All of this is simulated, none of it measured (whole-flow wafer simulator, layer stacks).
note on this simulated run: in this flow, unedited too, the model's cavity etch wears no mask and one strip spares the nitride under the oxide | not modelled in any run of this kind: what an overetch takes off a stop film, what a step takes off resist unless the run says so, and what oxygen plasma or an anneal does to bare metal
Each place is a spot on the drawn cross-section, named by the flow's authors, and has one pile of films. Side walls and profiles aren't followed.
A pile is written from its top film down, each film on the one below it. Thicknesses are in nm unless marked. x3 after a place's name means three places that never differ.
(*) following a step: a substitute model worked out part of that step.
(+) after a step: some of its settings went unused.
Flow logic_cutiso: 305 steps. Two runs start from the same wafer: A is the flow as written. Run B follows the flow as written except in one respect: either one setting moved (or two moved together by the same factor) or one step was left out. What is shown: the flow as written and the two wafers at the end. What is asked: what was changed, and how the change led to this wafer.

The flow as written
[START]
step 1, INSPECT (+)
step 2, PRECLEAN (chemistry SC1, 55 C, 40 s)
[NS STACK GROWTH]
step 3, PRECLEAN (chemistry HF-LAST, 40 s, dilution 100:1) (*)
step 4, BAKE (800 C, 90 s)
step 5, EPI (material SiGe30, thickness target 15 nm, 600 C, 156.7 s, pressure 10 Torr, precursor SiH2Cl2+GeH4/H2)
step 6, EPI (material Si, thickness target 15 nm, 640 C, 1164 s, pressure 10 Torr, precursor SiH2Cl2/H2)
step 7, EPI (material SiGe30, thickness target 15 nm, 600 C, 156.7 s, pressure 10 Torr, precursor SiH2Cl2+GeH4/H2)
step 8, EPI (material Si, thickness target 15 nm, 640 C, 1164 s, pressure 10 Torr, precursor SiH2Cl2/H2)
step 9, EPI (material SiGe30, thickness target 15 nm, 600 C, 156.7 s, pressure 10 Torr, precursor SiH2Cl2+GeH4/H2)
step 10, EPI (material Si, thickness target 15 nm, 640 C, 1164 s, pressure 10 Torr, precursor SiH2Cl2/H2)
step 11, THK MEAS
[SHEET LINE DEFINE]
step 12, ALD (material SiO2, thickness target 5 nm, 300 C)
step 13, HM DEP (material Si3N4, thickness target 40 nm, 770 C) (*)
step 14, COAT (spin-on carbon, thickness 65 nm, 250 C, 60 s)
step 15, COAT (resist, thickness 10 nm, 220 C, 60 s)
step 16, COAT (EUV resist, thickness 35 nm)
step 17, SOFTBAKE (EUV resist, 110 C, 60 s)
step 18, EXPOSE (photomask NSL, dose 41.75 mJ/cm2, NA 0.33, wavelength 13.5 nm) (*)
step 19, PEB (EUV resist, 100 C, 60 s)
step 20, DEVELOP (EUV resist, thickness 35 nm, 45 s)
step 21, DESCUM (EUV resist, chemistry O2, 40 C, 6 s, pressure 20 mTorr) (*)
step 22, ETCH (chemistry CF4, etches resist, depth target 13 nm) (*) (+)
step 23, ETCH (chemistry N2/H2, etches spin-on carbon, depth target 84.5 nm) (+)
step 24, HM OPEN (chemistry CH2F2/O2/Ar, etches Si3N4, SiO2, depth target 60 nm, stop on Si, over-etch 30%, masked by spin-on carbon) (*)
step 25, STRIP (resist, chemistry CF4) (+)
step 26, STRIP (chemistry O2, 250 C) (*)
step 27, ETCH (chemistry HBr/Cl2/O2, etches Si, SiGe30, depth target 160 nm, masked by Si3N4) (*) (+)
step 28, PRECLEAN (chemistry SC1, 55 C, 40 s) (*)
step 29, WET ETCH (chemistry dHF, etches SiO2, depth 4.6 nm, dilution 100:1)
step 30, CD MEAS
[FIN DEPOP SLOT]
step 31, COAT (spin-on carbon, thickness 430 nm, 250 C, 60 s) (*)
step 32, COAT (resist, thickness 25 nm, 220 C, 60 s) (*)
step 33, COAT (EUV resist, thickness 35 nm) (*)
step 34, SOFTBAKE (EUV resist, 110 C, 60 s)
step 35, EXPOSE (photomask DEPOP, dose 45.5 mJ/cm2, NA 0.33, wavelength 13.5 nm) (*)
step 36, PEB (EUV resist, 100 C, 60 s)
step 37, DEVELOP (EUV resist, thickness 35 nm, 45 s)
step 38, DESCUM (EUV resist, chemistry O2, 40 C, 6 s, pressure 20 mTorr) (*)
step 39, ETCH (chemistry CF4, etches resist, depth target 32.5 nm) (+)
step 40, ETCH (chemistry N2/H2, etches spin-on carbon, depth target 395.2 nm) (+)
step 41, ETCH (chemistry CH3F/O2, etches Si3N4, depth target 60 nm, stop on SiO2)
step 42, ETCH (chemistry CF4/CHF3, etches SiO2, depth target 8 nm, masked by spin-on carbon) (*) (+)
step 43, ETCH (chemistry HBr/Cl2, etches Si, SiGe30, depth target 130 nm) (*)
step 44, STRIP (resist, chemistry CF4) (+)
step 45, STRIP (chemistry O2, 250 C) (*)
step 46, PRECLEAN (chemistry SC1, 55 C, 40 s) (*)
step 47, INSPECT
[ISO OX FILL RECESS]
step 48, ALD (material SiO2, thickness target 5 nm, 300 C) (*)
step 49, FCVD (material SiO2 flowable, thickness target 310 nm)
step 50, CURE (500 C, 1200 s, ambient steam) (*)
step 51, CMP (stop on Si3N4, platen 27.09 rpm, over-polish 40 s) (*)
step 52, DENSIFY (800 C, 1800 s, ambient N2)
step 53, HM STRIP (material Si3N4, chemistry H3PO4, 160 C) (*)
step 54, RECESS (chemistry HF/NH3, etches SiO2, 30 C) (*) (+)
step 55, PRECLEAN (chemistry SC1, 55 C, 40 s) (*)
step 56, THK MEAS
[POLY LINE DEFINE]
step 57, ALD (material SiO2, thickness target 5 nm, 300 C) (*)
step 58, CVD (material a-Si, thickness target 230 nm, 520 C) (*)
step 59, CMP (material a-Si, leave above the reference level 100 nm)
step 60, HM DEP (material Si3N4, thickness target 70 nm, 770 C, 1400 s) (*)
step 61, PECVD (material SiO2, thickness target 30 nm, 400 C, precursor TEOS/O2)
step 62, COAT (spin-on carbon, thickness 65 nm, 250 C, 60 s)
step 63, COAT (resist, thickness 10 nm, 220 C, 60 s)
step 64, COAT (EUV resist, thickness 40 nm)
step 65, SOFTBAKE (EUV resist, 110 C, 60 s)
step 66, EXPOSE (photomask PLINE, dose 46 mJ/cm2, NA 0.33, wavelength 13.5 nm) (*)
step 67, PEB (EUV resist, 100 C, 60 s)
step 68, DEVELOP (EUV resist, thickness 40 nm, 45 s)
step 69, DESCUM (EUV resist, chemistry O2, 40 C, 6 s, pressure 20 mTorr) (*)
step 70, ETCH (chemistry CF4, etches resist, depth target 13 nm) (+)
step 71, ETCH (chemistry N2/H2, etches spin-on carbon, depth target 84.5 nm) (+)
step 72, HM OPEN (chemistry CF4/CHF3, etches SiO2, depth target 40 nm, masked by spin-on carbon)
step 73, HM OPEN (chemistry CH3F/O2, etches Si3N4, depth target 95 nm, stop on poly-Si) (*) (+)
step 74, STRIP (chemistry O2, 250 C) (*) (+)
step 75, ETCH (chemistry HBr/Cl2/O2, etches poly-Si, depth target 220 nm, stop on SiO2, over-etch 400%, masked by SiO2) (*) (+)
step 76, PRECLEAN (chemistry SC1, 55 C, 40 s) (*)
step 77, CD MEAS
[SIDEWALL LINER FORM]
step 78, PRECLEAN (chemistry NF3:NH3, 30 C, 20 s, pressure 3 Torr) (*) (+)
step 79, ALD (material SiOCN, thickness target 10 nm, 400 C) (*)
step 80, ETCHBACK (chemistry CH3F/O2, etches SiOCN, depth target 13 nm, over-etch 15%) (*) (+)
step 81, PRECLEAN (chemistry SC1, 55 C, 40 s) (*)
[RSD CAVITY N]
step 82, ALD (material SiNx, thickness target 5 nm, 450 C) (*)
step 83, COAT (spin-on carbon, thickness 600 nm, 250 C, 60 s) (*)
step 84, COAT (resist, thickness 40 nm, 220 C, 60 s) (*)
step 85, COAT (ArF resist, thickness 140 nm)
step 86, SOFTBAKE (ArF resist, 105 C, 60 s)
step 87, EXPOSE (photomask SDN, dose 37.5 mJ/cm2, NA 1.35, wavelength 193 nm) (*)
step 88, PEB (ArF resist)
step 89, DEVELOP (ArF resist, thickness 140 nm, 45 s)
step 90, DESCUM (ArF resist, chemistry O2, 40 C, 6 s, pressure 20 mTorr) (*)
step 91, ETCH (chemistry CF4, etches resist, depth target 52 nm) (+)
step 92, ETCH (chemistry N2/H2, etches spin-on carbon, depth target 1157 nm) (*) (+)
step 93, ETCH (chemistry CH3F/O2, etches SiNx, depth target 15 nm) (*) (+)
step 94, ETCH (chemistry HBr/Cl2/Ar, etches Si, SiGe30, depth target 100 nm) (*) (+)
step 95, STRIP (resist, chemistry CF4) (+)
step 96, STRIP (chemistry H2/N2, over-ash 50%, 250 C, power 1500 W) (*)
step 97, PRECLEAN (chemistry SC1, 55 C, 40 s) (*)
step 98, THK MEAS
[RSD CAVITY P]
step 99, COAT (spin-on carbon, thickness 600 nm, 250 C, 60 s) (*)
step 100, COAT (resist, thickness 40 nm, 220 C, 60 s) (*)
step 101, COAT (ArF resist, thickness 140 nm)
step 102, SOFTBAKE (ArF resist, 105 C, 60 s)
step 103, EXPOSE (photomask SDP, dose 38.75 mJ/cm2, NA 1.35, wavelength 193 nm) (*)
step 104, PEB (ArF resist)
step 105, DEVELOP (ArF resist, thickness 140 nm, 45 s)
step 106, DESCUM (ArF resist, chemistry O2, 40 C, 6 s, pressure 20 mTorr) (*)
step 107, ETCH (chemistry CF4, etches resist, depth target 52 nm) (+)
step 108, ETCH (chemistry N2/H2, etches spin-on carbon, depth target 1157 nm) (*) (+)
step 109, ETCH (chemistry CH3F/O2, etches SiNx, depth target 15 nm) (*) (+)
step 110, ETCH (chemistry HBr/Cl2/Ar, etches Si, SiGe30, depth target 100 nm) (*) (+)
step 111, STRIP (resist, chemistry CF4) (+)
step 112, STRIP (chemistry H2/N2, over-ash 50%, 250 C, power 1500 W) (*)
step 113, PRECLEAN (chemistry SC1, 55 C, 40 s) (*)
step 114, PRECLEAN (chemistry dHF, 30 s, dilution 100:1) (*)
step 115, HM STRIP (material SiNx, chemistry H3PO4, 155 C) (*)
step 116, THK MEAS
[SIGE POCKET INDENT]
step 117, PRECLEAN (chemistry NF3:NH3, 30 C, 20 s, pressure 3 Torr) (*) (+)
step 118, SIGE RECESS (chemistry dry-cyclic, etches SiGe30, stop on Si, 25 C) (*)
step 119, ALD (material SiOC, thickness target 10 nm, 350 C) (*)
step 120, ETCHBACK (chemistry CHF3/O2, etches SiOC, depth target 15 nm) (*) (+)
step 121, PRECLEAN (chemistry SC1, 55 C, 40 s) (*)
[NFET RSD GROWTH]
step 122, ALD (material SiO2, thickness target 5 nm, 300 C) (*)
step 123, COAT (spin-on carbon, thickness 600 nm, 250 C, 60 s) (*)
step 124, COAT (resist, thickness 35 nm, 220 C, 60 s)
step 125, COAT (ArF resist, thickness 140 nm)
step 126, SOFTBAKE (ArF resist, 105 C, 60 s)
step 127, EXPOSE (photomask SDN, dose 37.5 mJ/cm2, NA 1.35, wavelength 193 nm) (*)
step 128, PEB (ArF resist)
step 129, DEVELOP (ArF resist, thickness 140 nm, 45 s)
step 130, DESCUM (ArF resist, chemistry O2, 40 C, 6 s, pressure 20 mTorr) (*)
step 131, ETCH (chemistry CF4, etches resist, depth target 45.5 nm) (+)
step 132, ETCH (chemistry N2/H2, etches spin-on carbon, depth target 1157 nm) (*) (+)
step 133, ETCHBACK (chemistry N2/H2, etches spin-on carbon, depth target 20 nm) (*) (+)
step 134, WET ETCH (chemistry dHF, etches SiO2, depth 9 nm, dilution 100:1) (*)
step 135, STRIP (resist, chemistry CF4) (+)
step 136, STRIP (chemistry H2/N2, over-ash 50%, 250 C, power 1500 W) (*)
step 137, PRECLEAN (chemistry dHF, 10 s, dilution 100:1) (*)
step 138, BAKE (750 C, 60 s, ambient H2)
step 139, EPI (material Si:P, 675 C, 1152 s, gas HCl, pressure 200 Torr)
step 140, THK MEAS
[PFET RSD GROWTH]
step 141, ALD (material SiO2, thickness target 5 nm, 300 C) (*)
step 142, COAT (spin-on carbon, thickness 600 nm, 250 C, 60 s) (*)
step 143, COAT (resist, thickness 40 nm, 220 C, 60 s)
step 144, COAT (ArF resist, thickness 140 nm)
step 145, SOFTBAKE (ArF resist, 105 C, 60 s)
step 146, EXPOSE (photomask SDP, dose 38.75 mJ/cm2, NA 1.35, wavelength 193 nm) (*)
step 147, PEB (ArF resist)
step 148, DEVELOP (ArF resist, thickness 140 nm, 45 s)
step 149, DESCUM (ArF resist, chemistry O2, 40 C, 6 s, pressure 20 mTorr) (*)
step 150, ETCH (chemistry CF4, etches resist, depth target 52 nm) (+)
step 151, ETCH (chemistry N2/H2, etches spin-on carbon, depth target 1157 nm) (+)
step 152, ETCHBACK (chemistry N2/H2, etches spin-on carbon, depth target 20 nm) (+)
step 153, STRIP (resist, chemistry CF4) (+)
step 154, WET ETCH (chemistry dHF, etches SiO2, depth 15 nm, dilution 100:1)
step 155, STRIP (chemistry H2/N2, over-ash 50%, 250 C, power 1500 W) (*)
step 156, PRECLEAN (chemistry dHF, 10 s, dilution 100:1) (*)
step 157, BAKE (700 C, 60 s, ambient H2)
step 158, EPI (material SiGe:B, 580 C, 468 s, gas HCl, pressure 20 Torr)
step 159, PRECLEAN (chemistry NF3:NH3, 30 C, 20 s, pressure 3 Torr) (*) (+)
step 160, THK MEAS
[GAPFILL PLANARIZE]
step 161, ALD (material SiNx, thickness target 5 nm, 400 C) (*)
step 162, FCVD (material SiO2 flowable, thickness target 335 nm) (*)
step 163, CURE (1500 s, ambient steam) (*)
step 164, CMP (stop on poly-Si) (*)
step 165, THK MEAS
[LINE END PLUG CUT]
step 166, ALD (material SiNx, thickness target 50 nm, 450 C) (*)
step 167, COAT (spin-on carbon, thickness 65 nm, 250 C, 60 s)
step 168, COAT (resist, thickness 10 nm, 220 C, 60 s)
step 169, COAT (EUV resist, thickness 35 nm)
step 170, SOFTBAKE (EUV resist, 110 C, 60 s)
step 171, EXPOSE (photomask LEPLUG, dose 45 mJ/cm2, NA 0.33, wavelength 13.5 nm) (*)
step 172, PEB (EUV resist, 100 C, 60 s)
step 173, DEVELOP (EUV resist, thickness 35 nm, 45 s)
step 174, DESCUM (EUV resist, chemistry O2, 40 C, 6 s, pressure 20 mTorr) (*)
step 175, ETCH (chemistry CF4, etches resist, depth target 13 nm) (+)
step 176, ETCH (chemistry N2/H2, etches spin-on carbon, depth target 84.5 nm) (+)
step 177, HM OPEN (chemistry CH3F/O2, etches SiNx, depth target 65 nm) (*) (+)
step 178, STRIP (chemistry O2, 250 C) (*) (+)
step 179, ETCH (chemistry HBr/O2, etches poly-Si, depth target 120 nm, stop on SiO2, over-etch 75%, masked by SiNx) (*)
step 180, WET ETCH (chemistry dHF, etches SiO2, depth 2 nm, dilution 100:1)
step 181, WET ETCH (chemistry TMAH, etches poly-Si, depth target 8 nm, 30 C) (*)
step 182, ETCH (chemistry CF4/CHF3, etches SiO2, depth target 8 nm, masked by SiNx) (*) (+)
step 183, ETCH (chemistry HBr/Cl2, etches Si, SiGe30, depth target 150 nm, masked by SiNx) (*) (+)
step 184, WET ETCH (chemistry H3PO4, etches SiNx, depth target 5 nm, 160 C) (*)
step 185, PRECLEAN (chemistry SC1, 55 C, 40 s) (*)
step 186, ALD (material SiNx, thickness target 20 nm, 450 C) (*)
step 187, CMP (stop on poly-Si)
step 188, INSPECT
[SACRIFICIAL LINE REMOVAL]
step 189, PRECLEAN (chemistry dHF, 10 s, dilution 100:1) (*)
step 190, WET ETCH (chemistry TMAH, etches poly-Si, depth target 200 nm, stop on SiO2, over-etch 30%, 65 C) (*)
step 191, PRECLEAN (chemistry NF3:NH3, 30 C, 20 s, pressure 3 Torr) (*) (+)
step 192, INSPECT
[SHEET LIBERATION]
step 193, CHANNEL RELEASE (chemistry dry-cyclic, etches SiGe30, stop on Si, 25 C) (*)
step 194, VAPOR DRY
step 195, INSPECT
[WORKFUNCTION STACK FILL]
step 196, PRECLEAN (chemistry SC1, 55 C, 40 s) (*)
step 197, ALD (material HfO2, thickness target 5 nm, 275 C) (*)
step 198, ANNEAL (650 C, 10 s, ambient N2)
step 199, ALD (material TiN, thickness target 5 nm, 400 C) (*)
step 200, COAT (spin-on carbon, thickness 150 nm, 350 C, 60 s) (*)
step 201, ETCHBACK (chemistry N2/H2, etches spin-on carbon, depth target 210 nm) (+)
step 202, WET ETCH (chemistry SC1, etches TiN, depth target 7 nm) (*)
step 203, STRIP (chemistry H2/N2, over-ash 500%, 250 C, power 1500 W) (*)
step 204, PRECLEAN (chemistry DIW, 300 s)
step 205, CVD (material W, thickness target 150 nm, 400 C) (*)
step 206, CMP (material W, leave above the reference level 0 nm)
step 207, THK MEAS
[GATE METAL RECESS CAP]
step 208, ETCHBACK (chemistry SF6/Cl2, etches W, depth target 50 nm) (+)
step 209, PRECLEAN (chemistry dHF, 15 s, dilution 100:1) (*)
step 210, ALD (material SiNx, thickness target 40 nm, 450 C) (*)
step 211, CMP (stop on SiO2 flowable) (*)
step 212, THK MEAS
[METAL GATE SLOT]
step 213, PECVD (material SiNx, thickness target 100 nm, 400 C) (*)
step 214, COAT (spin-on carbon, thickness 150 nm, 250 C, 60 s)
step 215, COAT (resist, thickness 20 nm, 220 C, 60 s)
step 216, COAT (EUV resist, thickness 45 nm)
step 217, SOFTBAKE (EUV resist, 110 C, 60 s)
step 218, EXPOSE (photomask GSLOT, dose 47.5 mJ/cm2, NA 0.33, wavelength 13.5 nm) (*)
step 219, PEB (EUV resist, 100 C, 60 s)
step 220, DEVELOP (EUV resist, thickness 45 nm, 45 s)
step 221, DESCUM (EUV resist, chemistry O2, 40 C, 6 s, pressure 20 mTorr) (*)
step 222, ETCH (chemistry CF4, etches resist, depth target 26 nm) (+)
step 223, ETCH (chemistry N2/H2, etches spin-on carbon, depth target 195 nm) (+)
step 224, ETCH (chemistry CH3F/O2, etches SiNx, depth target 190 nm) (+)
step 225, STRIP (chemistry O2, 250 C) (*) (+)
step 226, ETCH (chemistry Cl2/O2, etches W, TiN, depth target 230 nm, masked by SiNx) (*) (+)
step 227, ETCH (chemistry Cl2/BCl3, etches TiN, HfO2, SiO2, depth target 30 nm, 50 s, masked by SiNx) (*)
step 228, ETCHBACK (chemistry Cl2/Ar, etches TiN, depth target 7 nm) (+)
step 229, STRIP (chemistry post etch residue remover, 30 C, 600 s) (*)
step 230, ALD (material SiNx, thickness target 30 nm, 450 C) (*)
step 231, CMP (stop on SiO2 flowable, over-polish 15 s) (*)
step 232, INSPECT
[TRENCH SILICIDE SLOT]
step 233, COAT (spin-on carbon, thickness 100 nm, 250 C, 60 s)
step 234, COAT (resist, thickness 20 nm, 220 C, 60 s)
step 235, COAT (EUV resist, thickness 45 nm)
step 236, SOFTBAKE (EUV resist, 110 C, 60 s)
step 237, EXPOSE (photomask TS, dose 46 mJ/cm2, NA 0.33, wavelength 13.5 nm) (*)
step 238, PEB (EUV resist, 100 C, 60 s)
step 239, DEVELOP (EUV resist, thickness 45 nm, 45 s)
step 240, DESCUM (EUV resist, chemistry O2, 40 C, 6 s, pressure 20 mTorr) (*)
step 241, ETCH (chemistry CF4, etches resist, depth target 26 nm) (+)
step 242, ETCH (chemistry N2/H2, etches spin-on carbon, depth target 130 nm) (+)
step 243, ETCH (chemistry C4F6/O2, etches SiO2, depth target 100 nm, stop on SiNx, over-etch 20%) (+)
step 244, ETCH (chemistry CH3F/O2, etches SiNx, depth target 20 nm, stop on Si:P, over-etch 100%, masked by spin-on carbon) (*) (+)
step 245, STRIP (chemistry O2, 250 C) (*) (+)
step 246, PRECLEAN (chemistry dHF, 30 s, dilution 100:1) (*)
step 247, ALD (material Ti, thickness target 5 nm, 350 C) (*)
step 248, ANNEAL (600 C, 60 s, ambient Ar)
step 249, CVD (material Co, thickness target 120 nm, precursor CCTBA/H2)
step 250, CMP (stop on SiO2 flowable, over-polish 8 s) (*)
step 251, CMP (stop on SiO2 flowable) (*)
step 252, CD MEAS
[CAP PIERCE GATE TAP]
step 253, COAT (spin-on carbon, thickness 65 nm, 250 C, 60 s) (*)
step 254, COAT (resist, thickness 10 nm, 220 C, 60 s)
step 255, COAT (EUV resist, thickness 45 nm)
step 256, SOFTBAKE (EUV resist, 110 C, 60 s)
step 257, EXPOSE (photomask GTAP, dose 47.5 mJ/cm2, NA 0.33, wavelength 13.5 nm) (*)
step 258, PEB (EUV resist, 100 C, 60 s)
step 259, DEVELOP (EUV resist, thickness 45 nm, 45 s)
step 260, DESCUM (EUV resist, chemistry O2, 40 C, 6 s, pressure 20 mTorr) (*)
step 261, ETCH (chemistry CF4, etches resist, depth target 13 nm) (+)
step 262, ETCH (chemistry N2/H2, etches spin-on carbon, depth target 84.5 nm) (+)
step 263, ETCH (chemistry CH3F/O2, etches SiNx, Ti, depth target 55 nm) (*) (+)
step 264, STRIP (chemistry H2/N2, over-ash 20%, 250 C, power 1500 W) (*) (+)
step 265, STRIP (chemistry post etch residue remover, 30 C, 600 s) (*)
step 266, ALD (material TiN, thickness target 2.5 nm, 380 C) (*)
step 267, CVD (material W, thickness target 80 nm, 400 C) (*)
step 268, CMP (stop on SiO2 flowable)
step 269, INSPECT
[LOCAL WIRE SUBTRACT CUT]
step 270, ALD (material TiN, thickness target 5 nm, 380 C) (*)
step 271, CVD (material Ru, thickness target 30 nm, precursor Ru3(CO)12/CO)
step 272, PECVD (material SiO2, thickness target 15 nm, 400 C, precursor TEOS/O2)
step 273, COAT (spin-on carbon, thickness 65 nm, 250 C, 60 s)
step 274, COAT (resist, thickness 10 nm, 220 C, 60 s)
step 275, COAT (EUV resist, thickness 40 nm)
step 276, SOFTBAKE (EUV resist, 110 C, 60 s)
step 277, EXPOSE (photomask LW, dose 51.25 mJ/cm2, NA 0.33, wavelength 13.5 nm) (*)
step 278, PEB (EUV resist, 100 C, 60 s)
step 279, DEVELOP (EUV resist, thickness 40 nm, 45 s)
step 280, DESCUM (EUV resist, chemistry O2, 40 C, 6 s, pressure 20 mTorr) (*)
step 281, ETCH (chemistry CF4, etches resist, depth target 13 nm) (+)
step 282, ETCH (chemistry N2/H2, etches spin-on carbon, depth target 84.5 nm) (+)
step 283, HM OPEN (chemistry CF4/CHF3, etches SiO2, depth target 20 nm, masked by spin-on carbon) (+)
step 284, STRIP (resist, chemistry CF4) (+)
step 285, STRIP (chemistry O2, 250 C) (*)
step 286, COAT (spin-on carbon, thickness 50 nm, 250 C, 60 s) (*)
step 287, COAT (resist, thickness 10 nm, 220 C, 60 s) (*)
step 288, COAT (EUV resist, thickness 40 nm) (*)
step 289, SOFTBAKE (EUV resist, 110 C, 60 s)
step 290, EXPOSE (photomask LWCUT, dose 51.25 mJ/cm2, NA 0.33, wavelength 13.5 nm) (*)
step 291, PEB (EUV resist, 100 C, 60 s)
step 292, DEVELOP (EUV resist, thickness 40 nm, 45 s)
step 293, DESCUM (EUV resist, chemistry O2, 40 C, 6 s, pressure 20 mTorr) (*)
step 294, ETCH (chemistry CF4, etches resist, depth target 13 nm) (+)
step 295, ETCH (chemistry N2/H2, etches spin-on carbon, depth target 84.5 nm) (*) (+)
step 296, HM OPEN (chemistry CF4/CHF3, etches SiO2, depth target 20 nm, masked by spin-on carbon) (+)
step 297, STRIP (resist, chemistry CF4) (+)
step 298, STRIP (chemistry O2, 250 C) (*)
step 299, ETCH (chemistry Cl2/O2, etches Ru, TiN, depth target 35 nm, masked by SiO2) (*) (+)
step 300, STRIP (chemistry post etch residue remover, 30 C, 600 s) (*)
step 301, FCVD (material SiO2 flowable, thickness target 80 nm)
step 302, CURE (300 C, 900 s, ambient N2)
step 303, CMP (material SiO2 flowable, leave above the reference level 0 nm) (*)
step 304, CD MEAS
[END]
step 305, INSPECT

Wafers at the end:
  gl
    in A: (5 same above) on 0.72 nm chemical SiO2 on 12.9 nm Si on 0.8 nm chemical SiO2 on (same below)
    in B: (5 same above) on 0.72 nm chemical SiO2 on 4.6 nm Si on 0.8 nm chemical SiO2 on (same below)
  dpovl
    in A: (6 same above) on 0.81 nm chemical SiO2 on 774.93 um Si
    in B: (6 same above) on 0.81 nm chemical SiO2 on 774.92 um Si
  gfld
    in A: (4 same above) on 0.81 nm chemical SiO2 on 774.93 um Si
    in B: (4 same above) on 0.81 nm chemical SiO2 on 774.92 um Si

What caused this: step 10, EPI: thickness target 6.8 nm was run, whereas the flow has thickness target 15 nm; step 10, EPI: 524 s was run, where the flow has 1164 s.

How this came from the change, step by step:
  step 10, EPI (material Si, thickness target 15 nm, 640 C, 1164 s, pressure 10 Torr, precursor SiH2Cl2/H2)
      depop, dpovl, gfld and 19 more: A +15 Si (new film) | B +6.75 Si (new film)
  step 27, ETCH (chemistry HBr/Cl2/O2, etches Si, SiGe30, depth target 160 nm, masked by Si3N4) (*) (+)
      gfld, gxf, iso, lnri: A -0.79 chemical SiO2 (all of it), -11.4 Si (all of it), -15 SiGe30 (all of it), -15 Si (all of it), -15 SiGe30 (all of it), -15 Si (all of it), -15 SiGe30 (all of it), -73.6 Si | B -0.79 chemical SiO2 (all of it), -3.1 Si (all of it), -15 SiGe30 (all of it), -15 Si (all of it), -15 SiGe30 (all of it), -15 Si (all of it), -15 SiGe30 (all of it), -81.9 Si
      dpovl, nsgap: A -0.79 chemical SiO2 (all of it), -11.8 Si (all of it), -15 SiGe30 (all of it), -15 Si (all of it), -15 SiGe30 (all of it), -15 Si (all of it), -15 SiGe30 (all of it), -73.2 Si | B -0.79 chemical SiO2 (all of it), -3.5 Si (all of it), -15 SiGe30 (all of it), -15 Si (all of it), -15 SiGe30 (all of it), -15 Si (all of it), -15 SiGe30 (all of it), -81.5 Si
      (as well as at 1 more place)
  step 43, ETCH (chemistry HBr/Cl2, etches Si, SiGe30, depth target 130 nm) (*)
      depop: A -14 Si (all of it), -15 SiGe30 (all of it), -15 Si (all of it), -15 SiGe30 (all of it), -15 Si (all of it), -15 SiGe30 (all of it), -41 Si | B -5.77 Si (all of it), -15 SiGe30 (all of it), -15 Si (all of it), -15 SiGe30 (all of it), -15 Si (all of it), -15 SiGe30 (all of it), -49.2 Si
  step 94, ETCH (chemistry HBr/Cl2/Ar, etches Si, SiGe30, depth target 100 nm) (*) (+)
      rsdn, rsdx: A -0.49 chemical SiO2 (all of it), -12.8 Si (all of it), -15 SiGe30 (all of it), -15 Si (all of it), -15 SiGe30 (all of it), -15 Si (all of it), -15 SiGe30 (all of it), -12.2 Si | B -0.49 chemical SiO2 (all of it), -4.57 Si (all of it), -15 SiGe30 (all of it), -15 Si (all of it), -15 SiGe30 (all of it), -15 Si (all of it), -15 SiGe30 (all of it), -20.4 Si
  step 110, ETCH (chemistry HBr/Cl2/Ar, etches Si, SiGe30, depth target 100 nm) (*) (+)
      rsdp, rsdw: A -0.49 chemical SiO2 (all of it), -12.8 Si (all of it), -15 SiGe30 (all of it), -15 Si (all of it), -15 SiGe30 (all of it), -15 Si (all of it), -15 SiGe30 (all of it), -12.2 Si | B -0.49 chemical SiO2 (all of it), -4.57 Si (all of it), -15 SiGe30 (all of it), -15 Si (all of it), -15 SiGe30 (all of it), -15 Si (all of it), -15 SiGe30 (all of it), -20.4 Si
  step 183, ETCH (chemistry HBr/Cl2, etches Si, SiGe30, depth target 150 nm, masked by SiNx) (*) (+)
      plug: A -13.6 Si (all of it), -15 SiGe30 (all of it), -15 Si (all of it), -15 SiGe30 (all of it), -15 Si (all of it), -15 SiGe30 (all of it), -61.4 Si | B -5.3 Si (all of it), -15 SiGe30 (all of it), -15 Si (all of it), -15 SiGe30 (all of it), -15 Si (all of it), -15 SiGe30 (all of it), -69.7 Si
